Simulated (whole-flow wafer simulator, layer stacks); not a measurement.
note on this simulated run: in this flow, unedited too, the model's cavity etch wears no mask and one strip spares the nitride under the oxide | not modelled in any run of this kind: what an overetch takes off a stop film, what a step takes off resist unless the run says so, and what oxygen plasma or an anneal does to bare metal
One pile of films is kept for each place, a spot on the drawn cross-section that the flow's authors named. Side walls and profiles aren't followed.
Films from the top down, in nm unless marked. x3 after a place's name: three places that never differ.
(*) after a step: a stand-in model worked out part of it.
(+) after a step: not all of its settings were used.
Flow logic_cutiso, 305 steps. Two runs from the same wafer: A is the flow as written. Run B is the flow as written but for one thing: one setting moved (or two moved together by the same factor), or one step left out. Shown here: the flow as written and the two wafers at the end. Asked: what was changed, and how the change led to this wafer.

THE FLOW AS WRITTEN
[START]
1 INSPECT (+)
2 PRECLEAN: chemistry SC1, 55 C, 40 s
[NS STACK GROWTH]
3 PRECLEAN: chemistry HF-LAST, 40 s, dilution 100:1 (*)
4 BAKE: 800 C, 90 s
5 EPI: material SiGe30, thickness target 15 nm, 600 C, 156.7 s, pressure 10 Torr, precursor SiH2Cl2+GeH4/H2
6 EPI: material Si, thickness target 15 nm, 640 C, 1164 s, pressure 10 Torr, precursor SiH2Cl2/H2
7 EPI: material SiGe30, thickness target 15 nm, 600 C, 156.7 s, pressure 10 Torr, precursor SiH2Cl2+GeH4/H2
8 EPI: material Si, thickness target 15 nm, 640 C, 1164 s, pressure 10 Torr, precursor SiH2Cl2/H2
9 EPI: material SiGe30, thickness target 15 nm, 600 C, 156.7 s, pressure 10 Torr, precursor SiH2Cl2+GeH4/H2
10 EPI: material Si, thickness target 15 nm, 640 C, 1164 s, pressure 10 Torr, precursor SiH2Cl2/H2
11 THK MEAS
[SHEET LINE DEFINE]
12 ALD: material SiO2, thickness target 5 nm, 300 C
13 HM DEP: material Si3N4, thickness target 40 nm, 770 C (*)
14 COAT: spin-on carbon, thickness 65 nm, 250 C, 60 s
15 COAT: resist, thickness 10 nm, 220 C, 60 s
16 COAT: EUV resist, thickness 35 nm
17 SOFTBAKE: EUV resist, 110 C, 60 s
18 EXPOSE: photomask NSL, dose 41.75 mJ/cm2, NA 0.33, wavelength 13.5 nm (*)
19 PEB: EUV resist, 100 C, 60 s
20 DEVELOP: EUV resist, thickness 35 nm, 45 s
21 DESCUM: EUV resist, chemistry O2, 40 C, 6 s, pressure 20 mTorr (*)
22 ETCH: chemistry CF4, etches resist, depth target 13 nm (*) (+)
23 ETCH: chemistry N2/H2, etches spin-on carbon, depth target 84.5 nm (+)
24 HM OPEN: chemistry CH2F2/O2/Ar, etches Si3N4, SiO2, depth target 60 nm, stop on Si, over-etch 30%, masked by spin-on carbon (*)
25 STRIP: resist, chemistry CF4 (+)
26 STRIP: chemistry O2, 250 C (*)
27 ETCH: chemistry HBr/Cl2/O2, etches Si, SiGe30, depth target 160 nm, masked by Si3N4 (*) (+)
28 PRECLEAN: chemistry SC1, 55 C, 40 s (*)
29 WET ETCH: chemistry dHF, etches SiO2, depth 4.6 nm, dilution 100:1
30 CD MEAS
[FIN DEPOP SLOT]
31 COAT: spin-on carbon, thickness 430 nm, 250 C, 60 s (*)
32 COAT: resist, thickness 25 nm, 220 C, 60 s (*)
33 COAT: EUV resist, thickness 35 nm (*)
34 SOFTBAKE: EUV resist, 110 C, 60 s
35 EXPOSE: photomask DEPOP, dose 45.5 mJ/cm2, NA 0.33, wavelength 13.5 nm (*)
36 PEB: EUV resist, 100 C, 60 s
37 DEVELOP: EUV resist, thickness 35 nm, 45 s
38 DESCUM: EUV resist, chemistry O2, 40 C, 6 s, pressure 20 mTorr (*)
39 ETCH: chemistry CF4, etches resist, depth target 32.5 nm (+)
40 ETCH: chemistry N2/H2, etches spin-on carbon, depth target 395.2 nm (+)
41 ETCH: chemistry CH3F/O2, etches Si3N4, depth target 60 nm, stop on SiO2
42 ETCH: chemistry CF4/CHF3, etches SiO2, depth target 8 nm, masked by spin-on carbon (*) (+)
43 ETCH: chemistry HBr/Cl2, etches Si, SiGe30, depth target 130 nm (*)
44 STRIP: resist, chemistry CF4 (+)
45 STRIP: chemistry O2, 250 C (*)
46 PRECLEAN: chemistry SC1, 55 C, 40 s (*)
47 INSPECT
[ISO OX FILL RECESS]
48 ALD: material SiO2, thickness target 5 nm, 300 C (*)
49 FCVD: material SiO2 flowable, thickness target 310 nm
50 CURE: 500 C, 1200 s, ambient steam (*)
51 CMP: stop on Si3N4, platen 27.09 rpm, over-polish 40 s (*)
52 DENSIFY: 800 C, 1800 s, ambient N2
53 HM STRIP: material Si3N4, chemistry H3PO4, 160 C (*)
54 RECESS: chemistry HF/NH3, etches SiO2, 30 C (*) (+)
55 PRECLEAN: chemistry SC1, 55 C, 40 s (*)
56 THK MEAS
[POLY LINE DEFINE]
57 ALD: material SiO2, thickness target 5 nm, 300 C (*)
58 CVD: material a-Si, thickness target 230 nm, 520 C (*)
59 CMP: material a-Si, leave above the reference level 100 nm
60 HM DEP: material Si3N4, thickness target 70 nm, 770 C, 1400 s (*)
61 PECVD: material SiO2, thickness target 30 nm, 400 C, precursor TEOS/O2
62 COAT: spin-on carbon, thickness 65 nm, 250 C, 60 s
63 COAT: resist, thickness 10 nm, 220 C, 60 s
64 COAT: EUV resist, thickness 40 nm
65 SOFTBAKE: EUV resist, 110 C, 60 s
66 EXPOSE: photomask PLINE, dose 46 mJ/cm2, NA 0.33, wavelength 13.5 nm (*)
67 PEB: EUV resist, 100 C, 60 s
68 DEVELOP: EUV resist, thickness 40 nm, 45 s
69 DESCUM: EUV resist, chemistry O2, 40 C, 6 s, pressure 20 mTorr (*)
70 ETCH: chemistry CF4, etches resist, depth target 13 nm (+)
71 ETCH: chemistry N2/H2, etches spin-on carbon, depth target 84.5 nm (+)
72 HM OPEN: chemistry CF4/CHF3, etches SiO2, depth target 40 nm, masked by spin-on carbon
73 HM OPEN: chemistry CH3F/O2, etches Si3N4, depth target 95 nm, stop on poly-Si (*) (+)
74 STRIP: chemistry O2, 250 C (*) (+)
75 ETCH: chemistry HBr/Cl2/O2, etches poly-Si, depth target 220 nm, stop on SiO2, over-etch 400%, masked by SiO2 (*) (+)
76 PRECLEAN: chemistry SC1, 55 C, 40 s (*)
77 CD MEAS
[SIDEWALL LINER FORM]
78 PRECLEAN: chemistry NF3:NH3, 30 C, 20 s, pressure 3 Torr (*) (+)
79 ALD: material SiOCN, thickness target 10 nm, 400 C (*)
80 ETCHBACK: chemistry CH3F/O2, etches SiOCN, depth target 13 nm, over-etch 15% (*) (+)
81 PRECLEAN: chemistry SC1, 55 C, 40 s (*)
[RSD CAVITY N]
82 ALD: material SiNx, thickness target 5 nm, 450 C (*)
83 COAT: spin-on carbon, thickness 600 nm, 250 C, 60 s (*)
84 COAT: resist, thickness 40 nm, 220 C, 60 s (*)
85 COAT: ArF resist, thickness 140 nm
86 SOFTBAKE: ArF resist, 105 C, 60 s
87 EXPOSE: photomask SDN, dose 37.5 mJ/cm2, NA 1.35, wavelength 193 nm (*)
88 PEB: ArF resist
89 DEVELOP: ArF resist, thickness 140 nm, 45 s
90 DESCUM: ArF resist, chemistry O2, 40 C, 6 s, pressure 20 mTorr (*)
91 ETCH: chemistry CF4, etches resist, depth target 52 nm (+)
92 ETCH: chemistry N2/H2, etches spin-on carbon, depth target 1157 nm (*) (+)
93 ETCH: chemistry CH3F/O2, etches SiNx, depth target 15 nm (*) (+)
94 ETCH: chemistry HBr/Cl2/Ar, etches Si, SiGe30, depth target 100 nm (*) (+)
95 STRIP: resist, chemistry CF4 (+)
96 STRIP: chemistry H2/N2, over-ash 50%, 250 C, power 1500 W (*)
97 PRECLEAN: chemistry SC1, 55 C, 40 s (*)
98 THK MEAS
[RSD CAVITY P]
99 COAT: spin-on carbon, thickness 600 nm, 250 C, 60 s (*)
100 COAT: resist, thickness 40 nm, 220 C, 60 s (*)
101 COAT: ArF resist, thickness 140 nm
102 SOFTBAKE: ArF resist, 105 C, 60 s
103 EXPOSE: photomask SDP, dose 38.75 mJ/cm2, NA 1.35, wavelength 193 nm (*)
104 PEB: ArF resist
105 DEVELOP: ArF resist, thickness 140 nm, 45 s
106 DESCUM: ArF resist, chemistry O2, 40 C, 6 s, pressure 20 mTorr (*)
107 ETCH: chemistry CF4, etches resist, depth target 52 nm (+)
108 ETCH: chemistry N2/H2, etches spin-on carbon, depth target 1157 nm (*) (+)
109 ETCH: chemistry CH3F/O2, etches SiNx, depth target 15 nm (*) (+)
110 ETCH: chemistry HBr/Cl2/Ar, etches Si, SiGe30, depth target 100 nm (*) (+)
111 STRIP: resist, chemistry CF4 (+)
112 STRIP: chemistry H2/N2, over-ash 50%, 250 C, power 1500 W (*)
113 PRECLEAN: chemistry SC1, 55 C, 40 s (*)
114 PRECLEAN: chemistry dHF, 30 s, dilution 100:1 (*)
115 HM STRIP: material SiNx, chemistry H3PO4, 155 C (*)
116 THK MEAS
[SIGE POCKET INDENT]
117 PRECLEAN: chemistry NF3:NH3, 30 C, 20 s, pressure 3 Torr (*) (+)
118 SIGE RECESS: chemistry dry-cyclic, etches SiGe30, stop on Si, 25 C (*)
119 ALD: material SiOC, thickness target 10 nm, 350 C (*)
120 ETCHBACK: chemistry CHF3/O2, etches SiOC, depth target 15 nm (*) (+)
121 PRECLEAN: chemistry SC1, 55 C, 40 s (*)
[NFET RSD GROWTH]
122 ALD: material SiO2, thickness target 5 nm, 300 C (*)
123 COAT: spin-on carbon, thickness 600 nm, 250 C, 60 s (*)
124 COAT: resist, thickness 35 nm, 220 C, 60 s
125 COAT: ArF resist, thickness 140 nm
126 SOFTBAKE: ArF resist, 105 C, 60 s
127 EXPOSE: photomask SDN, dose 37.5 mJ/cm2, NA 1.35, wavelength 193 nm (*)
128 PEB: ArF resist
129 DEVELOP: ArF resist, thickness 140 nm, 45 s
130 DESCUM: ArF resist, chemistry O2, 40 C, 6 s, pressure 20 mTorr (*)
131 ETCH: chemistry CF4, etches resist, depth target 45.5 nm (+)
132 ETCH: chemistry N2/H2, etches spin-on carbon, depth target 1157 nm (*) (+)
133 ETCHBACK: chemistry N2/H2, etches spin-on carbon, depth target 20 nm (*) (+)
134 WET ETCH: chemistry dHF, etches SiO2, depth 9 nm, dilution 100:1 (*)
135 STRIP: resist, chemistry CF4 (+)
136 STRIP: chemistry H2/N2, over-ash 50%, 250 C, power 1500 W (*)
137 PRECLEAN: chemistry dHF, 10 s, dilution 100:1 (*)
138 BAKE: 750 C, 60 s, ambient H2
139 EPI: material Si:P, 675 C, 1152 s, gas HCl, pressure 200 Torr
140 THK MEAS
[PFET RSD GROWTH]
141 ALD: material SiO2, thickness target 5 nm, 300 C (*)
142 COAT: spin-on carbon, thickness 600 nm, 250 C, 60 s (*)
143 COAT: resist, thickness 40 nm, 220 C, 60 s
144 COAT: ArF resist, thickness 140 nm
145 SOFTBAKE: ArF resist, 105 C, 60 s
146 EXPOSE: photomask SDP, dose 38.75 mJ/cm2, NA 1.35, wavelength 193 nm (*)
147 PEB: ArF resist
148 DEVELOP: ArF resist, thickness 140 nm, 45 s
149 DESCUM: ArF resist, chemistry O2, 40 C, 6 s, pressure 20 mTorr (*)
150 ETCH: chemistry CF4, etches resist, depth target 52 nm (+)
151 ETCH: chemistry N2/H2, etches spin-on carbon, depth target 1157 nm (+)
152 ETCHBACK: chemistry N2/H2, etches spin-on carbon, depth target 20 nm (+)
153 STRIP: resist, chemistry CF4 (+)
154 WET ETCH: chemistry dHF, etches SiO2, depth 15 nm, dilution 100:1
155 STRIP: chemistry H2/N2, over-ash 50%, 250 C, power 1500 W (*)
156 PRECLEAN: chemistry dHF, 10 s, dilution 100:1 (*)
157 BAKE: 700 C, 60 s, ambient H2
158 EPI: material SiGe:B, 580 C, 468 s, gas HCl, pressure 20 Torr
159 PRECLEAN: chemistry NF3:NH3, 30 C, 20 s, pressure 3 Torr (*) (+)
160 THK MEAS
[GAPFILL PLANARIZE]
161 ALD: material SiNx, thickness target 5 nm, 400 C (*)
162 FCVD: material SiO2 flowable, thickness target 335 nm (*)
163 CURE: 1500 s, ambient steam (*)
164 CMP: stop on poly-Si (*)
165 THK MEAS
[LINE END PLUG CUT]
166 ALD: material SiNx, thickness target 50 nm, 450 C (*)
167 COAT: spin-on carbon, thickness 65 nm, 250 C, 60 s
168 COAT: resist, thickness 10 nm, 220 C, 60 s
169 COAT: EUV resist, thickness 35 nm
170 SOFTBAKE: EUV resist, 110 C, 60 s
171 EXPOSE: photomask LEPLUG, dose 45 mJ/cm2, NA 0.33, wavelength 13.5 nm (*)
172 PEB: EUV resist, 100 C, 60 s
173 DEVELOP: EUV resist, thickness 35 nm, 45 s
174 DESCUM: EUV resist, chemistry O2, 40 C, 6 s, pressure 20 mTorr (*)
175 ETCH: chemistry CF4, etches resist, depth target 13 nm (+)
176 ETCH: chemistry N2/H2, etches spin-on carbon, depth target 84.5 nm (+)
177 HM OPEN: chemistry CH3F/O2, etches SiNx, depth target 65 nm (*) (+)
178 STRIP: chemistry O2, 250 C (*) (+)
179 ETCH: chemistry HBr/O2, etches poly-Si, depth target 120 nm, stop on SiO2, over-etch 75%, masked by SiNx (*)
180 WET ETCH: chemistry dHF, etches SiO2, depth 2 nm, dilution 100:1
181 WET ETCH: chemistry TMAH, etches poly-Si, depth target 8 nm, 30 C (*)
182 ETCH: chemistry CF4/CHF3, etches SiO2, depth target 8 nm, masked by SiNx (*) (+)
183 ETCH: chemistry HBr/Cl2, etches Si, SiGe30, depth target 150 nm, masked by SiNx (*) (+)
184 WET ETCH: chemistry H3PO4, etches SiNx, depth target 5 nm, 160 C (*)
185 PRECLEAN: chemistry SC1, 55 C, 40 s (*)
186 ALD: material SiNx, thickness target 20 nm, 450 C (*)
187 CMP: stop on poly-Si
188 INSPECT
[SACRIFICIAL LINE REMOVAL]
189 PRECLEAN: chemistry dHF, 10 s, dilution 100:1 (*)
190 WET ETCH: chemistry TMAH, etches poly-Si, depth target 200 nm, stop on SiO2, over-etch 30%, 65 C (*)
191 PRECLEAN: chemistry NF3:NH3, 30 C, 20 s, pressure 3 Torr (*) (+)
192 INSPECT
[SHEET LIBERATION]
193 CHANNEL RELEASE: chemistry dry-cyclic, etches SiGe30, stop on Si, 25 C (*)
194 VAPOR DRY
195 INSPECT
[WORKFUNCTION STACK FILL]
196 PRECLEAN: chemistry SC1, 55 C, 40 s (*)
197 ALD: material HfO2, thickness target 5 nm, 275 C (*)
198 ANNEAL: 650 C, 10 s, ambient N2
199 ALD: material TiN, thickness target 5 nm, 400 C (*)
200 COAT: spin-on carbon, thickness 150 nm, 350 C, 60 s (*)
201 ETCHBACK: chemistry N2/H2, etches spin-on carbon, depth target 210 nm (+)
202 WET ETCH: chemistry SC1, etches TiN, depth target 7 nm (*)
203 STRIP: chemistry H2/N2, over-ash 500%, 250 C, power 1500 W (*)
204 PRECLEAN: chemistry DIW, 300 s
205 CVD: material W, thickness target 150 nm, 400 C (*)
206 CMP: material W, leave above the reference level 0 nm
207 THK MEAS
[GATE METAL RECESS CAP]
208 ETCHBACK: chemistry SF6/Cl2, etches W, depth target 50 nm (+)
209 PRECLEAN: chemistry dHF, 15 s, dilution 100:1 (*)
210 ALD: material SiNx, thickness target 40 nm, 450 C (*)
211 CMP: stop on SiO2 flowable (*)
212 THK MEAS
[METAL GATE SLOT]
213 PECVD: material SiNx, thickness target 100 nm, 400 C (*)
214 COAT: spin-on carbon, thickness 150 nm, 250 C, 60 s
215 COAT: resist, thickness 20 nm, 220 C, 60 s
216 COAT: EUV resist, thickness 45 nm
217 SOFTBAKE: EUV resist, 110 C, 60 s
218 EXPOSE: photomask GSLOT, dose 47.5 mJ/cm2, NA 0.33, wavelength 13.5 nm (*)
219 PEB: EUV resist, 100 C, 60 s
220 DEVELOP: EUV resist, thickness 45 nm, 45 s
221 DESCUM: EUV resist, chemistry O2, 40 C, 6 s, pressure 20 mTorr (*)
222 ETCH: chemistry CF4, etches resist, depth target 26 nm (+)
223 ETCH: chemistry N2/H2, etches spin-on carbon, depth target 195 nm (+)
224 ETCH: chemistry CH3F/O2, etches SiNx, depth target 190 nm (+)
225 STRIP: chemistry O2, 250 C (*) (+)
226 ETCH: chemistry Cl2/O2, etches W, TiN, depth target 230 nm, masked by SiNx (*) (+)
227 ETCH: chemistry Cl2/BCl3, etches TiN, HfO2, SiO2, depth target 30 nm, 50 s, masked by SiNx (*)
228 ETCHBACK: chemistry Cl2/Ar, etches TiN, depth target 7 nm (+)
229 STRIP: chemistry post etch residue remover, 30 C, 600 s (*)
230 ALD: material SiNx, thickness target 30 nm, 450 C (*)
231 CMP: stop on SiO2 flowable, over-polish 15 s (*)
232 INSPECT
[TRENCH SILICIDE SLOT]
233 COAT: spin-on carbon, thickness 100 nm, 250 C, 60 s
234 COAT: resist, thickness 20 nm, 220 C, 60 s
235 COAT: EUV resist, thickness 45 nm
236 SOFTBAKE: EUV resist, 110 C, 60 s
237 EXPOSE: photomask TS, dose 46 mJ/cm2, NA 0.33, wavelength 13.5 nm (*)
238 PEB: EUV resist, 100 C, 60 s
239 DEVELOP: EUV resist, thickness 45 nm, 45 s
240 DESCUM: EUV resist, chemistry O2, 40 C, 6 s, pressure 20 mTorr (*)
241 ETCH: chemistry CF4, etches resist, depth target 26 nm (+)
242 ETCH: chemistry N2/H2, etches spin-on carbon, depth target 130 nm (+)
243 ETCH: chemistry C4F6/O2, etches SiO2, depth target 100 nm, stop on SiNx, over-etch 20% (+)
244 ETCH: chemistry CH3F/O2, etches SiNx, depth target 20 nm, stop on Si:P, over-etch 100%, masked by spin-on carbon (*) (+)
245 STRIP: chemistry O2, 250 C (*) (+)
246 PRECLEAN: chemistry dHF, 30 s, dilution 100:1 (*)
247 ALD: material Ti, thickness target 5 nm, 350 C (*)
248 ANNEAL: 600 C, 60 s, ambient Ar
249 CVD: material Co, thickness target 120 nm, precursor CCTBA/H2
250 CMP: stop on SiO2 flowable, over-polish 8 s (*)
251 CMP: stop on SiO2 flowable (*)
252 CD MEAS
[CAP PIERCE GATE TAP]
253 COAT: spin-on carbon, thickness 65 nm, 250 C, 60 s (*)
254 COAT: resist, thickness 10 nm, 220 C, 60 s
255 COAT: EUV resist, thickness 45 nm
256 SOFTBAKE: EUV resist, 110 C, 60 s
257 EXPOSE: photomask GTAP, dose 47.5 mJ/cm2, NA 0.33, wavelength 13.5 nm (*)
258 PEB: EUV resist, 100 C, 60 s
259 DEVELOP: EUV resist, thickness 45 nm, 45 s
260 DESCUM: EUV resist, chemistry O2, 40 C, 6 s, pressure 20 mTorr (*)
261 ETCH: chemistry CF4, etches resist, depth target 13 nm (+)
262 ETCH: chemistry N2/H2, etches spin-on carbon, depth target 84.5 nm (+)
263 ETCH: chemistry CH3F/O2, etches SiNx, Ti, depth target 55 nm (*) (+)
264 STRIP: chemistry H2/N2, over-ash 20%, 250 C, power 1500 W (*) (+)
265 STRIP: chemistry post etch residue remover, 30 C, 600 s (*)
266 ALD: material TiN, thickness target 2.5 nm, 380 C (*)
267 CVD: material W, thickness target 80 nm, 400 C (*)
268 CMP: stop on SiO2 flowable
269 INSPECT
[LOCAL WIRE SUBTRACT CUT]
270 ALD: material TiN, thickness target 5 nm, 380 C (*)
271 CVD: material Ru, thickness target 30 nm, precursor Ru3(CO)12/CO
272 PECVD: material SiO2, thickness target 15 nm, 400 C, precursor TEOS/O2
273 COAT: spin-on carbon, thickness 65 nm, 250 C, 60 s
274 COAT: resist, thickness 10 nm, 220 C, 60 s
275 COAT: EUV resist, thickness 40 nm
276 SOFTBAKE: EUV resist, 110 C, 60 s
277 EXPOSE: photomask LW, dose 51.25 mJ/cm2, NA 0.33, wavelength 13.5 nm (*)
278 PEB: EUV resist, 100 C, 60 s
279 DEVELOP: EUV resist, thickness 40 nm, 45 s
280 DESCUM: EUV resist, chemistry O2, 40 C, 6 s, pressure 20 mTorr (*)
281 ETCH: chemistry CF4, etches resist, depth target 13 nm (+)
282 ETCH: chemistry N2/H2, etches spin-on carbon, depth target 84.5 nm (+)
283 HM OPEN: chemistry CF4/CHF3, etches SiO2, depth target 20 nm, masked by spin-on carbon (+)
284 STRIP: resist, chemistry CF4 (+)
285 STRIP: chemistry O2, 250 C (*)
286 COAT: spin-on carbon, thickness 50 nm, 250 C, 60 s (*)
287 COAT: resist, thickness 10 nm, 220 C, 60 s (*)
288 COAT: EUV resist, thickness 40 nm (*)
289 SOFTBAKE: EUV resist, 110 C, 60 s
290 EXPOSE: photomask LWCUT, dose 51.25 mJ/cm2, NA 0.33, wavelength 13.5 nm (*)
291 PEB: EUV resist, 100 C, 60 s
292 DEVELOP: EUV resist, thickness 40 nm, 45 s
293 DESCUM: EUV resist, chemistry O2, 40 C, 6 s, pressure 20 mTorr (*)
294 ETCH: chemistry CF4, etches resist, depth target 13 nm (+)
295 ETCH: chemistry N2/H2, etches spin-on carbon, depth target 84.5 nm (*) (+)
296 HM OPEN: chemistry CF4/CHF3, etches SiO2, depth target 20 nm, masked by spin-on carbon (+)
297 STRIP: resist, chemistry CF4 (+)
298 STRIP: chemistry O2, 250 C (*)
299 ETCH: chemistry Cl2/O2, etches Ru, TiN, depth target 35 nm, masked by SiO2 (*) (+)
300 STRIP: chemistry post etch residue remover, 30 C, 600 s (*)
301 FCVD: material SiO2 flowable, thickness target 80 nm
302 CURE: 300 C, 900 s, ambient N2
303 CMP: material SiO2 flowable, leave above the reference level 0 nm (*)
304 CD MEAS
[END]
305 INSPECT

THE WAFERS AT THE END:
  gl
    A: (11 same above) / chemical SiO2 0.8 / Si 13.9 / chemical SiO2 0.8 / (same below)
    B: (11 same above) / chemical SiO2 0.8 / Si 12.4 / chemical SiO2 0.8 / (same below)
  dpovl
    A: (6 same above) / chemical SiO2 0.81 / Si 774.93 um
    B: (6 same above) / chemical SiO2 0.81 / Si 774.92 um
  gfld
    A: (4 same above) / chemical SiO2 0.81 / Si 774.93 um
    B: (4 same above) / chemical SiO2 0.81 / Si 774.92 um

The cause: step 8, EPI: 1048 s was run, where the flow has 1164 s.

How the change led to this, step by step:
  8 EPI: material Si, thickness target 15 nm, 640 C, 1164 s, pressure 10 Torr, precursor SiH2Cl2/H2
      depop, dpovl, gfld and 19 more: A Si +15 (new film) | B Si +13.5 (new film)
  27 ETCH: chemistry HBr/Cl2/O2, etches Si, SiGe30, depth target 160 nm, masked by Si3N4 (*) (+)
      gfld, gxf, iso, lnri: A chemical SiO2 -0.79 (all of it), Si -11.4 (all of it), SiGe30 -15 (all of it), Si -15 (all of it), SiGe30 -15 (all of it), Si -15 (all of it), SiGe30 -15 (all of it), Si -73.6 | B chemical SiO2 -0.79 (all of it), Si -11.4 (all of it), SiGe30 -15 (all of it), Si -13.5 (all of it), SiGe30 -15 (all of it), Si -15 (all of it), SiGe30 -15 (all of it), Si -75.1
      dpovl, nsgap: A chemical SiO2 -0.79 (all of it), Si -11.8 (all of it), SiGe30 -15 (all of it), Si -15 (all of it), SiGe30 -15 (all of it), Si -15 (all of it), SiGe30 -15 (all of it), Si -73.2 | B chemical SiO2 -0.79 (all of it), Si -11.8 (all of it), SiGe30 -15 (all of it), Si -13.5 (all of it), SiGe30 -15 (all of it), Si -15 (all of it), SiGe30 -15 (all of it), Si -74.7
      (and at 1 more place)
  43 ETCH: chemistry HBr/Cl2, etches Si, SiGe30, depth target 130 nm (*)
      depop: A Si -14 (all of it), SiGe30 -15 (all of it), Si -15 (all of it), SiGe30 -15 (all of it), Si -15 (all of it), SiGe30 -15 (all of it), Si -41 | B Si -14 (all of it), SiGe30 -15 (all of it), Si -13.5 (all of it), SiGe30 -15 (all of it), Si -15 (all of it), SiGe30 -15 (all of it), Si -42.5
  94 ETCH: chemistry HBr/Cl2/Ar, etches Si, SiGe30, depth target 100 nm (*) (+)
      rsdn, rsdx: A chemical SiO2 -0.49 (all of it), Si -12.8 (all of it), SiGe30 -15 (all of it), Si -15 (all of it), SiGe30 -15 (all of it), Si -15 (all of it), SiGe30 -15 (all of it), Si -12.2 | B chemical SiO2 -0.49 (all of it), Si -12.8 (all of it), SiGe30 -15 (all of it), Si -13.5 (all of it), SiGe30 -15 (all of it), Si -15 (all of it), SiGe30 -15 (all of it), Si -13.7
  110 ETCH: chemistry HBr/Cl2/Ar, etches Si, SiGe30, depth target 100 nm (*) (+)
      rsdp, rsdw: A chemical SiO2 -0.49 (all of it), Si -12.8 (all of it), SiGe30 -15 (all of it), Si -15 (all of it), SiGe30 -15 (all of it), Si -15 (all of it), SiGe30 -15 (all of it), Si -12.2 | B chemical SiO2 -0.49 (all of it), Si -12.8 (all of it), SiGe30 -15 (all of it), Si -13.5 (all of it), SiGe30 -15 (all of it), Si -15 (all of it), SiGe30 -15 (all of it), Si -13.7
  183 ETCH: chemistry HBr/Cl2, etches Si, SiGe30, depth target 150 nm, masked by SiNx (*) (+)
      plug: A Si -13.6 (all of it), SiGe30 -15 (all of it), Si -15 (all of it), SiGe30 -15 (all of it), Si -15 (all of it), SiGe30 -15 (all of it), Si -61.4 | B Si -13.6 (all of it), SiGe30 -15 (all of it), Si -13.5 (all of it), SiGe30 -15 (all of it), Si -15 (all of it), SiGe30 -15 (all of it), Si -62.9
